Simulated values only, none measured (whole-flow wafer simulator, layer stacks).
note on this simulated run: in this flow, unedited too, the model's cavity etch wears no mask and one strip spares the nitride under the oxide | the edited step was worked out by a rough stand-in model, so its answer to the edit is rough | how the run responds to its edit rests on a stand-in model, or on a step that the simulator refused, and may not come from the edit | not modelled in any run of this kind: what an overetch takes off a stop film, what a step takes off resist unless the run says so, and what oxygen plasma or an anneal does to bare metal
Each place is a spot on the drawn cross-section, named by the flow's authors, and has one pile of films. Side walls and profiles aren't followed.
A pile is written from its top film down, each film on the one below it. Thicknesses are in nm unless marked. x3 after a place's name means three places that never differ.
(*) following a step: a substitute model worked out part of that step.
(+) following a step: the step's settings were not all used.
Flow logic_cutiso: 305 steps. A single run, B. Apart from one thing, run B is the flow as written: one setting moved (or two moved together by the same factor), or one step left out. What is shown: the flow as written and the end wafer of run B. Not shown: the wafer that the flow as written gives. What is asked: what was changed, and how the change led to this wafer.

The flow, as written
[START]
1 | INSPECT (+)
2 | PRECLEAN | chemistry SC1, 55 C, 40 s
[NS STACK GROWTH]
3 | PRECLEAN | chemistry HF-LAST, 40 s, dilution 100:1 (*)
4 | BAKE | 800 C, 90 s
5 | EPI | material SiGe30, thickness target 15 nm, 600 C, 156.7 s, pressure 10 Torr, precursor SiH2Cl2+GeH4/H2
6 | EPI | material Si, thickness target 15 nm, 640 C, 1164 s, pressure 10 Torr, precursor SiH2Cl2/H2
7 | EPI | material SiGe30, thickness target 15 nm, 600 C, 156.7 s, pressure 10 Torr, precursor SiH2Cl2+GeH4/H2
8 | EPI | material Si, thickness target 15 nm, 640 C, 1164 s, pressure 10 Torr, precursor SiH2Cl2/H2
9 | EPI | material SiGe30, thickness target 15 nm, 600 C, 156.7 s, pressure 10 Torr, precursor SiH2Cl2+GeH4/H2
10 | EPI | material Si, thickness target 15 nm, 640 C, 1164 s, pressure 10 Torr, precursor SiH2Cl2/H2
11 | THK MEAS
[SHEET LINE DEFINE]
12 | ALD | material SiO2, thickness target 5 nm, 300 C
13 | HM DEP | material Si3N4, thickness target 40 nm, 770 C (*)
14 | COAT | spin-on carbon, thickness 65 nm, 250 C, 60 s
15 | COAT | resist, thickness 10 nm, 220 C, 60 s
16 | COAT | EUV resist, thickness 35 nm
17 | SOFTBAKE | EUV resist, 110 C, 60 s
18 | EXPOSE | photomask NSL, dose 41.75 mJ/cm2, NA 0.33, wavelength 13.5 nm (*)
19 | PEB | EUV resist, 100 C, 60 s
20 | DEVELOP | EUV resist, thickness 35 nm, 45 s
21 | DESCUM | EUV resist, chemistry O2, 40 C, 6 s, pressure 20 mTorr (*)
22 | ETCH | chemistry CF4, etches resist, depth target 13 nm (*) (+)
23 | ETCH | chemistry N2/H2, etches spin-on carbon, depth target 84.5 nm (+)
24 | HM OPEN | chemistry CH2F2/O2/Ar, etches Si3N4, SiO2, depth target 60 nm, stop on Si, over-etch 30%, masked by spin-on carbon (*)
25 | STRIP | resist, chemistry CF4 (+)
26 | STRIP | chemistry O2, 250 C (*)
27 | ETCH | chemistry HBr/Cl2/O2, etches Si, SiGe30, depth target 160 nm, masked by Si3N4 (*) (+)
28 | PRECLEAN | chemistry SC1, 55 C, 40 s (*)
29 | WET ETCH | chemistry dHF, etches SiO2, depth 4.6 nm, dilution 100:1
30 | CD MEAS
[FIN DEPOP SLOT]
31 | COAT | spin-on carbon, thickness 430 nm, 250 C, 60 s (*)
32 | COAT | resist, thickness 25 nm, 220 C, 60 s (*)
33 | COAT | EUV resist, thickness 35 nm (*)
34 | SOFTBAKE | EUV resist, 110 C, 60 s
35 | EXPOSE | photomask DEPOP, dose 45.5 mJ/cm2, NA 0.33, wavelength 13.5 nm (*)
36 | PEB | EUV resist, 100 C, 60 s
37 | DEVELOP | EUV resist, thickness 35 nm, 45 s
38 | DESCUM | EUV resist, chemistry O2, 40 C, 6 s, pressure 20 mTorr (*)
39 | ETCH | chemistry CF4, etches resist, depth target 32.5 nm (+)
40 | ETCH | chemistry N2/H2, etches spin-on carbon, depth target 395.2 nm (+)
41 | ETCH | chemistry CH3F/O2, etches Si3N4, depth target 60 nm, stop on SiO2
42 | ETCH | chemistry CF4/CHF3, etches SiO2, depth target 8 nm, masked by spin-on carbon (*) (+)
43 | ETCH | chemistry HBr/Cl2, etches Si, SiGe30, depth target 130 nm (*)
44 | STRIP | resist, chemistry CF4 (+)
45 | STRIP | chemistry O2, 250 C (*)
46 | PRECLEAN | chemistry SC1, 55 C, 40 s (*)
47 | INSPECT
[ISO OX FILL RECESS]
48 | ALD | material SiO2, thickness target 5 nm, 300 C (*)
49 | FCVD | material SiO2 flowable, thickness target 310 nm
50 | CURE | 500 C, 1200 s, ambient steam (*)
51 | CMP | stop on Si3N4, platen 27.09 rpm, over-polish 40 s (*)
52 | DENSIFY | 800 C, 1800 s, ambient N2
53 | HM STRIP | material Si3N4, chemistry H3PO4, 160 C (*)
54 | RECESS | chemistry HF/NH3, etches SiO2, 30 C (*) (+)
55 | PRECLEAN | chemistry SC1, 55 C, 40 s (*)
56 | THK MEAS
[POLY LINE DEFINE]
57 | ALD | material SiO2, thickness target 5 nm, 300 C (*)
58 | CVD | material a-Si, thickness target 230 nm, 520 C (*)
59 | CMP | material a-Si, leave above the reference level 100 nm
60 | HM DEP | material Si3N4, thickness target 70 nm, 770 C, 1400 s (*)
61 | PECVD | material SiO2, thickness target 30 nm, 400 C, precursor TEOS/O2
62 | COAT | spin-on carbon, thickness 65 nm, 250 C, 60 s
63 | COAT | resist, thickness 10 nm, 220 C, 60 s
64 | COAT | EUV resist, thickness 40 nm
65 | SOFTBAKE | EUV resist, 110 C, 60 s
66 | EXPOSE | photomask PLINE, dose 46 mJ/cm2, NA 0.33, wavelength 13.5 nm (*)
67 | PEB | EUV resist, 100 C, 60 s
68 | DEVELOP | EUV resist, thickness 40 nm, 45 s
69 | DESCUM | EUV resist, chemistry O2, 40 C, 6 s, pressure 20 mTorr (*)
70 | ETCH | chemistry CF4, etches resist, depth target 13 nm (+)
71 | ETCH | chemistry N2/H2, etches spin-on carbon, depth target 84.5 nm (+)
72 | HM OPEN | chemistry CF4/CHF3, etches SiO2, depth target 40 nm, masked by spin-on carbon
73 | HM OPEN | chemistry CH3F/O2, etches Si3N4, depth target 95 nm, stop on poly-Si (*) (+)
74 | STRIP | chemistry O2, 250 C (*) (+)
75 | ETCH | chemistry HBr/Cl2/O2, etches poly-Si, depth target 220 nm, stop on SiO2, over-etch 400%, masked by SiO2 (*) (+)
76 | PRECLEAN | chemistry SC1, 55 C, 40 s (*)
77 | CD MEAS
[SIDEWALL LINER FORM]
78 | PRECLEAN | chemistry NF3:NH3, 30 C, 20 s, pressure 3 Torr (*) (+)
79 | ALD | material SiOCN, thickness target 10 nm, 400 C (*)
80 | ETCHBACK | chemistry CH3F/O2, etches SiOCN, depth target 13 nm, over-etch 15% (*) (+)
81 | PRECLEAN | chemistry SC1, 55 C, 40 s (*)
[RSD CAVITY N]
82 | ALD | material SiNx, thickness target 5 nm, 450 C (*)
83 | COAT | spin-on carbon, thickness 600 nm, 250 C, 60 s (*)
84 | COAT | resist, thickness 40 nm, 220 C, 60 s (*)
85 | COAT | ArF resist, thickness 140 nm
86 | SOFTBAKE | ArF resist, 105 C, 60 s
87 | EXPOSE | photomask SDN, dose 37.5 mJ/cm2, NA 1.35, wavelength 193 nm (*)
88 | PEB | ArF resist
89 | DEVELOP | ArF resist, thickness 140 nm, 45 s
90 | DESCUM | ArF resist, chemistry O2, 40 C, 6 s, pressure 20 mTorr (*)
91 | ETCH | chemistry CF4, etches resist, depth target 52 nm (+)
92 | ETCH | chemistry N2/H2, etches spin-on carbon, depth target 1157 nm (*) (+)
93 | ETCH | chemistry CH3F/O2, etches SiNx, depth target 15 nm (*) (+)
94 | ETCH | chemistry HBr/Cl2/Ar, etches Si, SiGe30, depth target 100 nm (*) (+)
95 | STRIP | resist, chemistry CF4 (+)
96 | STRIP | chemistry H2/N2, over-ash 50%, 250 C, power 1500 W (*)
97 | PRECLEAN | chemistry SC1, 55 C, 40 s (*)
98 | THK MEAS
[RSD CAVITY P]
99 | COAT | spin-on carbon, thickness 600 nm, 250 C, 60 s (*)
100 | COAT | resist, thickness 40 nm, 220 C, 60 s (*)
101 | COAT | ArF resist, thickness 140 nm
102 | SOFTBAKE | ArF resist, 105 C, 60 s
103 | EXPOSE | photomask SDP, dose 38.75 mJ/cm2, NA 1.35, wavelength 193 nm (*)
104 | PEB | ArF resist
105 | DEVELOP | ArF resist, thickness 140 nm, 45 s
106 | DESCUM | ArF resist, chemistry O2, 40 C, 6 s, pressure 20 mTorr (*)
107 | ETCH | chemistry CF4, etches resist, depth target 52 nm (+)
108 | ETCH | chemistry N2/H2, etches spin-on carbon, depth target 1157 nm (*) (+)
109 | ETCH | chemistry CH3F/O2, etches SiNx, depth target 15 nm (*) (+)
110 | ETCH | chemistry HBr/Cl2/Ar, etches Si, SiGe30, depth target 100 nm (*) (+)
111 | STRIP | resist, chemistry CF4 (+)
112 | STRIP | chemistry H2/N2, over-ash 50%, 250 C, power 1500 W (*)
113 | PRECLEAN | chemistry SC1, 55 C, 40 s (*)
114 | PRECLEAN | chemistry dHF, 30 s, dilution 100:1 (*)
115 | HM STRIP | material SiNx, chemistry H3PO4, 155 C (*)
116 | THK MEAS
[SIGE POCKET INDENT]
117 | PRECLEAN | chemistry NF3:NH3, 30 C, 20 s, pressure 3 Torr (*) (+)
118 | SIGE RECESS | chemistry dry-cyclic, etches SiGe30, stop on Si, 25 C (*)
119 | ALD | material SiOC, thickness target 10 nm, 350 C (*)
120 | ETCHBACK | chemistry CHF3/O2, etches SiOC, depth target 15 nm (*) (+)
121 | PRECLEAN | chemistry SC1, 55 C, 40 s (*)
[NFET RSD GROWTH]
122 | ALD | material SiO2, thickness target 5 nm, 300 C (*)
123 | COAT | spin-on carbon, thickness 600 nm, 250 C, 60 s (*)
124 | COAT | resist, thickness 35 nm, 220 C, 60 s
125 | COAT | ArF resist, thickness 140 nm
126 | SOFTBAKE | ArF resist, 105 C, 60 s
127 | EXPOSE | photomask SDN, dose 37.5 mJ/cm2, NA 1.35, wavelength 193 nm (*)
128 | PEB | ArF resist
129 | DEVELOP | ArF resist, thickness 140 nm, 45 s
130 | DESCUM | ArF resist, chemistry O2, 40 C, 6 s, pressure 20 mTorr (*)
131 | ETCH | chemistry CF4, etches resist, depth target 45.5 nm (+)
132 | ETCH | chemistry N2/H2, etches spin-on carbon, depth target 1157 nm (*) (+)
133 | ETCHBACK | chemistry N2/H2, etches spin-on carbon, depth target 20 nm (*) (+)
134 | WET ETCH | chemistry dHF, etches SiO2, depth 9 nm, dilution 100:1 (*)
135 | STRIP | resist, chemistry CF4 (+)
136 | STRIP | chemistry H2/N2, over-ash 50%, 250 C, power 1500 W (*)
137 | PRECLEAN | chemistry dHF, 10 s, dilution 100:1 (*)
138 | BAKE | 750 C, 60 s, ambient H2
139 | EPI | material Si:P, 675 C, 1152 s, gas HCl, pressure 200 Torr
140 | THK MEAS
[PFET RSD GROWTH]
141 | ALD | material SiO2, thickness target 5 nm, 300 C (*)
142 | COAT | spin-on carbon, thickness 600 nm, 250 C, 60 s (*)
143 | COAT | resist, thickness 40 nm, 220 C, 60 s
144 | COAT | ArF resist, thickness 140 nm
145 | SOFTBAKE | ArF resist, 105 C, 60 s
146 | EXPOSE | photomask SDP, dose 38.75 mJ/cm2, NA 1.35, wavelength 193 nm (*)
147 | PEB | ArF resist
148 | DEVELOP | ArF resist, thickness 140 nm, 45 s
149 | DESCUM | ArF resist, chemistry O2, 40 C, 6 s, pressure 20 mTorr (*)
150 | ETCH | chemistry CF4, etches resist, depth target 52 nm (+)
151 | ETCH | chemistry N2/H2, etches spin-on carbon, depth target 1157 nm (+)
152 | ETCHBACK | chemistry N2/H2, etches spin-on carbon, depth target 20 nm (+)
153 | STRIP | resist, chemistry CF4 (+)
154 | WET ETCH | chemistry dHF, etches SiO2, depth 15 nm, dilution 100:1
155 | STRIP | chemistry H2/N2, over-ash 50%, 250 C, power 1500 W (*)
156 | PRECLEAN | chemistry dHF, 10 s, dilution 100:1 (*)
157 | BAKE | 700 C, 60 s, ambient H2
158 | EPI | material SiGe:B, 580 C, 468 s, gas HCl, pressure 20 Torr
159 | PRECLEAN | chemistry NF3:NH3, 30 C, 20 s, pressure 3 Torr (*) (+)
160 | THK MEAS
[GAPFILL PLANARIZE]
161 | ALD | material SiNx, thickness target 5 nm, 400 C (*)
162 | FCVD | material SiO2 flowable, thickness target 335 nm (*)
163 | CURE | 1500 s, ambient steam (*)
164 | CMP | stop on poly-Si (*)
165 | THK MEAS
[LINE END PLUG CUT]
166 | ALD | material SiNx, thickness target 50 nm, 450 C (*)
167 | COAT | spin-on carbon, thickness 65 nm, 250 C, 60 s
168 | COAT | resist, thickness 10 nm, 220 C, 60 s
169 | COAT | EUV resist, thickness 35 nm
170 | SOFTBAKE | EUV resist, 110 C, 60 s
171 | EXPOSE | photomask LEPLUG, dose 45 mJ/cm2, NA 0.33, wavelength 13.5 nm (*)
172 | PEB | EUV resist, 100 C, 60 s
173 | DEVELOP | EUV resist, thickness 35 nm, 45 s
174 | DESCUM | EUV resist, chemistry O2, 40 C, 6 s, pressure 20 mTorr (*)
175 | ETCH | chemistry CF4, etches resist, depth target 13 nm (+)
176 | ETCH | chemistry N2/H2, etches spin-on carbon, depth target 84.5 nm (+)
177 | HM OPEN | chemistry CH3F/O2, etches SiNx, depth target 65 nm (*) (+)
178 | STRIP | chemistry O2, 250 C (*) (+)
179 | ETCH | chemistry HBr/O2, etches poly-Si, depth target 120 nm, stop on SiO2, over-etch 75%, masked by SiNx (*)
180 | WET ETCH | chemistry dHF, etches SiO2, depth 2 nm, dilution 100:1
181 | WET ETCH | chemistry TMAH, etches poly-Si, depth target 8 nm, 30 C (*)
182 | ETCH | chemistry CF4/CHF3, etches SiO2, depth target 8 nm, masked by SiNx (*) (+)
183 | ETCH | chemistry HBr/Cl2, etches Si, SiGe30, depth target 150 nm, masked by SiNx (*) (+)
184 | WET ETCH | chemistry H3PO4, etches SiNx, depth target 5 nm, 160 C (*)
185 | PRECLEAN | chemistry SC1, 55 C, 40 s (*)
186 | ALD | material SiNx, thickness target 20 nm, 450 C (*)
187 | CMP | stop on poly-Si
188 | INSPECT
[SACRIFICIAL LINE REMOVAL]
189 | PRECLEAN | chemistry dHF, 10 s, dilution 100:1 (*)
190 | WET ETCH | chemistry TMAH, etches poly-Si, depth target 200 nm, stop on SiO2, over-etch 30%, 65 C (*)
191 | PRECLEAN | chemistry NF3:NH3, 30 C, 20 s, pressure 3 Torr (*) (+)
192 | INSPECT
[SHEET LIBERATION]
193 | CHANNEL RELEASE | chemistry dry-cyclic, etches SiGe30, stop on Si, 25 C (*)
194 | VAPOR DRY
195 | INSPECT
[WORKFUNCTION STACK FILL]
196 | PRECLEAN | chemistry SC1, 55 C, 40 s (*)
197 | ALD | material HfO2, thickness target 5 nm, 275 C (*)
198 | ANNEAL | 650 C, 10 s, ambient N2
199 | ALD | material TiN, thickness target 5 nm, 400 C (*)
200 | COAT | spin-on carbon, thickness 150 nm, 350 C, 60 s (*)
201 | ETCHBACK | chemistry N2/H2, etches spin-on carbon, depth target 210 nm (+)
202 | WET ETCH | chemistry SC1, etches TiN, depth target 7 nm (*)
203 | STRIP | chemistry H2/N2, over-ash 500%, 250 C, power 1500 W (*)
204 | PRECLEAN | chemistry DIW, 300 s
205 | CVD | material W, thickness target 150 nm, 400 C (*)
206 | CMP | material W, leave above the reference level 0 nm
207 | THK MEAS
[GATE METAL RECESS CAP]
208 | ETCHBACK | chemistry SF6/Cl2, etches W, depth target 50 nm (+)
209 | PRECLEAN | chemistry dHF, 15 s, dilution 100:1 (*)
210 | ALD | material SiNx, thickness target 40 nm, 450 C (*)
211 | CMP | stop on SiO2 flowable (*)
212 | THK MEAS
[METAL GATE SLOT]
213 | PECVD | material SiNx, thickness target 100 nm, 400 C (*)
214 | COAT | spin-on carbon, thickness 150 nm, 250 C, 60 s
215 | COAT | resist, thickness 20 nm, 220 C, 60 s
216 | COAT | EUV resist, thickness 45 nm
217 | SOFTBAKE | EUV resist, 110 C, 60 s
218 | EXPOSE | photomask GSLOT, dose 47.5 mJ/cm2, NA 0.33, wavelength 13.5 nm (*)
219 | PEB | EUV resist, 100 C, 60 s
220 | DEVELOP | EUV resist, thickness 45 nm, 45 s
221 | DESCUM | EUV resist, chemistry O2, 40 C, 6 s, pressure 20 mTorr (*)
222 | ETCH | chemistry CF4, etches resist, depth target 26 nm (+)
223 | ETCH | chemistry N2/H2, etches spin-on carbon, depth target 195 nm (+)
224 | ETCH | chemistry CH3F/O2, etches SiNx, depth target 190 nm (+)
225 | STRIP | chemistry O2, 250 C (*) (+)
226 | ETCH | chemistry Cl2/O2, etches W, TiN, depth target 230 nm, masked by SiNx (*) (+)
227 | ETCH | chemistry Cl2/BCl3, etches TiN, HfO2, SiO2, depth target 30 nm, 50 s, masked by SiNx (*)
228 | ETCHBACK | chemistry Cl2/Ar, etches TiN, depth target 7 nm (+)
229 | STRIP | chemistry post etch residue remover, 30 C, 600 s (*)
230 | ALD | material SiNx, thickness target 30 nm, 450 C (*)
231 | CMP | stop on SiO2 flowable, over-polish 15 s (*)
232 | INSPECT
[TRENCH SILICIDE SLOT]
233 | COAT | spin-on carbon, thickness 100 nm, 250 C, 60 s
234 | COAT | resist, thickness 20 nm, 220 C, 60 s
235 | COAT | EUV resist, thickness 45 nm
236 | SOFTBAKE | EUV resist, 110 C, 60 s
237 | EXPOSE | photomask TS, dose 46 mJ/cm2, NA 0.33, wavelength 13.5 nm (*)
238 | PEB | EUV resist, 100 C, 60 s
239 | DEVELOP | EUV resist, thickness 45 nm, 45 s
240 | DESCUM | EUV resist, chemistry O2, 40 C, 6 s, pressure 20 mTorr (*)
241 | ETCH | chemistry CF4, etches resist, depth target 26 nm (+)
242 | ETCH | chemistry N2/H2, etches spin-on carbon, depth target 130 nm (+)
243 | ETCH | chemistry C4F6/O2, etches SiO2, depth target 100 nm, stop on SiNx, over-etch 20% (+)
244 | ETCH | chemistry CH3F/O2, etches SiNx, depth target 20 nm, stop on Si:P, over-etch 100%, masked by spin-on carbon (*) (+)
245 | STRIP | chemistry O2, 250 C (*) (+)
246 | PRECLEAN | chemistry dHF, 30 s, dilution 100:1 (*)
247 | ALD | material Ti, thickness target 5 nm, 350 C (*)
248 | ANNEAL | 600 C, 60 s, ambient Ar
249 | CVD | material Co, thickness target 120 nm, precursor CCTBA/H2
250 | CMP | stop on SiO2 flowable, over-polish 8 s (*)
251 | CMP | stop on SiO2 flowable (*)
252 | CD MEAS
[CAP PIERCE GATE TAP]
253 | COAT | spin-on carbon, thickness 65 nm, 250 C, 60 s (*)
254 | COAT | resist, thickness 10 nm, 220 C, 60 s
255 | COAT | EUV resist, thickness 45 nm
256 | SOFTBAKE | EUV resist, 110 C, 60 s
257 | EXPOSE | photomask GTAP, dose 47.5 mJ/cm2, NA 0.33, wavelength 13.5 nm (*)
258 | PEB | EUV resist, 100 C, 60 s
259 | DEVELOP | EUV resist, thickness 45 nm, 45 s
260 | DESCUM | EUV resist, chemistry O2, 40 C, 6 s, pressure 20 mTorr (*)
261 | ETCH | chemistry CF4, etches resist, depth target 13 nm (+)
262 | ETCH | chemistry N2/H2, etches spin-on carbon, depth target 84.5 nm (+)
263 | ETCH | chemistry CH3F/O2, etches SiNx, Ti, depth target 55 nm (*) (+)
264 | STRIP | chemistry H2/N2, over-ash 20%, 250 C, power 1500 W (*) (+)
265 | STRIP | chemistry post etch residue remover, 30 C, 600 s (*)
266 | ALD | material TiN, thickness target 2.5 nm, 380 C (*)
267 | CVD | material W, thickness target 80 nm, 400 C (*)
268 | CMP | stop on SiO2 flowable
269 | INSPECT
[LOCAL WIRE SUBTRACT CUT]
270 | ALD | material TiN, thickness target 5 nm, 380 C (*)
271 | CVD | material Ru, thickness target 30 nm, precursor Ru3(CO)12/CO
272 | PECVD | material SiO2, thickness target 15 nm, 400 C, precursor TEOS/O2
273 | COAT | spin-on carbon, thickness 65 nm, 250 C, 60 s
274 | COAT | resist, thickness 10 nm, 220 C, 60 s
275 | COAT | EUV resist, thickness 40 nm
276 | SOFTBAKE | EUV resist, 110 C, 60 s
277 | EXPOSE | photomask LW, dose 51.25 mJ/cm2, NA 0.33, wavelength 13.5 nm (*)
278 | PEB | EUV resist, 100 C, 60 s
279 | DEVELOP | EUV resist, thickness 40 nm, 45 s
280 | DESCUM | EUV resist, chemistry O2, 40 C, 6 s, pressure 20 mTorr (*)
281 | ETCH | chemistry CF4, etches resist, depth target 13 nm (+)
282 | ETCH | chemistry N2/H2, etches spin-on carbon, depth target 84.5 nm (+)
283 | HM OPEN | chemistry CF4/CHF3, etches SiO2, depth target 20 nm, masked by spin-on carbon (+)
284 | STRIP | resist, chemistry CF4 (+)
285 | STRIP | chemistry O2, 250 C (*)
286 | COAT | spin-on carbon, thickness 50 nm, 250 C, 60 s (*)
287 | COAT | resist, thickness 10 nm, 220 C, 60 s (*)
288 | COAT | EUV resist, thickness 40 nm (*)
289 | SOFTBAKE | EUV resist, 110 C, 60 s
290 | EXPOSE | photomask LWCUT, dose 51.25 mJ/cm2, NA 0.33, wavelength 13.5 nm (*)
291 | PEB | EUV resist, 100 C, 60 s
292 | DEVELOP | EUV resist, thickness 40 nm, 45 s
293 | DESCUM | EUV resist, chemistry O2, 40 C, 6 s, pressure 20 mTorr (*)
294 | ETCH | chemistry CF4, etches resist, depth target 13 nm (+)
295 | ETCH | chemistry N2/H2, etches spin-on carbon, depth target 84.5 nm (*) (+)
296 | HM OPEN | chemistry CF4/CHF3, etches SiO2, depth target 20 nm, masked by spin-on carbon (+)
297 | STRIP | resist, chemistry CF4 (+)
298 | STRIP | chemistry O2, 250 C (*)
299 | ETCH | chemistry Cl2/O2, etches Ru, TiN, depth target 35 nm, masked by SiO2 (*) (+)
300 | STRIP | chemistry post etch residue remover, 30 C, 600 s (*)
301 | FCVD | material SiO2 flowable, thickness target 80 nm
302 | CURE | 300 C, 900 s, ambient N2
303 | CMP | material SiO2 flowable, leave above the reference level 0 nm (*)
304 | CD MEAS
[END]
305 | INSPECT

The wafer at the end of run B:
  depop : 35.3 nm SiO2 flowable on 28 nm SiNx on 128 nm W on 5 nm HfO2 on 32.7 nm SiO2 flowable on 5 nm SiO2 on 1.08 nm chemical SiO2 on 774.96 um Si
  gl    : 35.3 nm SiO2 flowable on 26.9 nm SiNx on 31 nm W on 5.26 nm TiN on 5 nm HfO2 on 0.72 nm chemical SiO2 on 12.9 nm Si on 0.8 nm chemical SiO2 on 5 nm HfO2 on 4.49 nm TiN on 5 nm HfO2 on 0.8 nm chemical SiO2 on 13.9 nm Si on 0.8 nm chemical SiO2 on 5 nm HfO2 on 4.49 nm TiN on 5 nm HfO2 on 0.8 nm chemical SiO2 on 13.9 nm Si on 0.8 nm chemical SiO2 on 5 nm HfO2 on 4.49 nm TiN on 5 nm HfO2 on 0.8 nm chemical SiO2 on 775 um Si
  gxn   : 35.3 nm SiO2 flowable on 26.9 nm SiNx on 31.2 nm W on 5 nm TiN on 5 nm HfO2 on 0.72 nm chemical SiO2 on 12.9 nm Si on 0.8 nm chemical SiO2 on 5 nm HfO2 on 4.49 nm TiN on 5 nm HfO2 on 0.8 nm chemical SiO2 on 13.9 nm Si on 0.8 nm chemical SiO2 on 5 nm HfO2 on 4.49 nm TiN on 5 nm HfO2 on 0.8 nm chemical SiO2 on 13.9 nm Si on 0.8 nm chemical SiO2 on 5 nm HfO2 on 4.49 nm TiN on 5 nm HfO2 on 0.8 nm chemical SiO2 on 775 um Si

Cause: step 162, FCVD: thickness target 452.2 nm was run, whereas the flow has thickness target 335 nm.

The path from the change to this, step by step:
  162 | FCVD | material SiO2 flowable, thickness target 335 nm (*)
      depop, dpovl, isow, ns, nsgap: +452.2 SiO2 flowable (new film) (in the flow as written it would be: +335 SiO2 flowable (new film))
      rsdn, rsdp, rsdw, rsdx: +541.1 SiO2 flowable (new film) (in the flow as written it would be: +423.9 SiO2 flowable (new film))
      (also at 13 further places)
  163 | CURE | 1500 s, ambient steam (*)
      depop, dpovl, isow, ns, nsgap: -10 SiO2 flowable (in the flow as written it would be: -8.24 SiO2 flowable)
      gfld, iso, lnri: -9.42 SiO2 flowable (in the flow as written it would be: -7.46 SiO2 flowable)
      (also at 14 further places)
  164 | CMP | stop on poly-Si (*)
      depop, dpovl, isow, ns, nsgap: -442.2 SiO2 flowable (all of it), -5 SiNx (all of it), -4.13 SiO2 (all of it), -70 Si3N4 (all of it) (in the flow as written it would be: -326.8 SiO2 flowable (all of it), -5 SiNx (all of it), -4.13 SiO2 (all of it), -70 Si3N4 (all of it))
      iso, rsdn, rsdp, rsdx: -446.2 SiO2 flowable (in the flow as written it would be: -331 SiO2 flowable)
      (also at 13 further places)
  246 | PRECLEAN | chemistry dHF, 30 s, dilution 100:1 (*)
      iso: -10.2 SiO2 flowable (in the flow as written it would be: -9.13 SiO2 flowable)
      rsdx: -9.34 SiO2 flowable (in the flow as written it would be: -8.73 SiO2 flowable)
  250 | CMP | stop on SiO2 flowable, over-polish 8 s (*)
      rsdx: -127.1 Co (in the flow as written it would be: -127.9 Co (all of it))
  251 | CMP | stop on SiO2 flowable (*)
      rsdx: -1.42 Co (all of it), -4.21 Ti (in the flow as written it would be: -5 Ti (all of it))
      iso: -2.24 Co (all of it), -3.4 Ti (in the flow as written it would be: -1.22 Co (all of it), -4.34 Ti)
  265 | STRIP | chemistry post etch residue remover, 30 C, 600 s (*)
      rsdx: -0.79 Ti (all of it) (in the flow as written it would be: nothing)
      iso: -1.6 Ti (all of it) (in the flow as written it would be: -0.66 Ti (all of it))
  268 | CMP | stop on SiO2 flowable
      depop, dpovl, gfld and 9 more: -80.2 W (all of it), -2.5 TiN (all of it), -2 SiNx (in the flow as written it would be: -80.2 W (all of it), -2.5 TiN (all of it), -0.98 SiNx)
      lnr, lnri, lnrp, lnrt: -80 W (all of it), -2.5 TiN (all of it), -2.24 SiOCN (in the flow as written it would be: -80 W (all of it), -2.5 TiN (all of it), -1.22 SiOCN)
      (also at 3 further places)
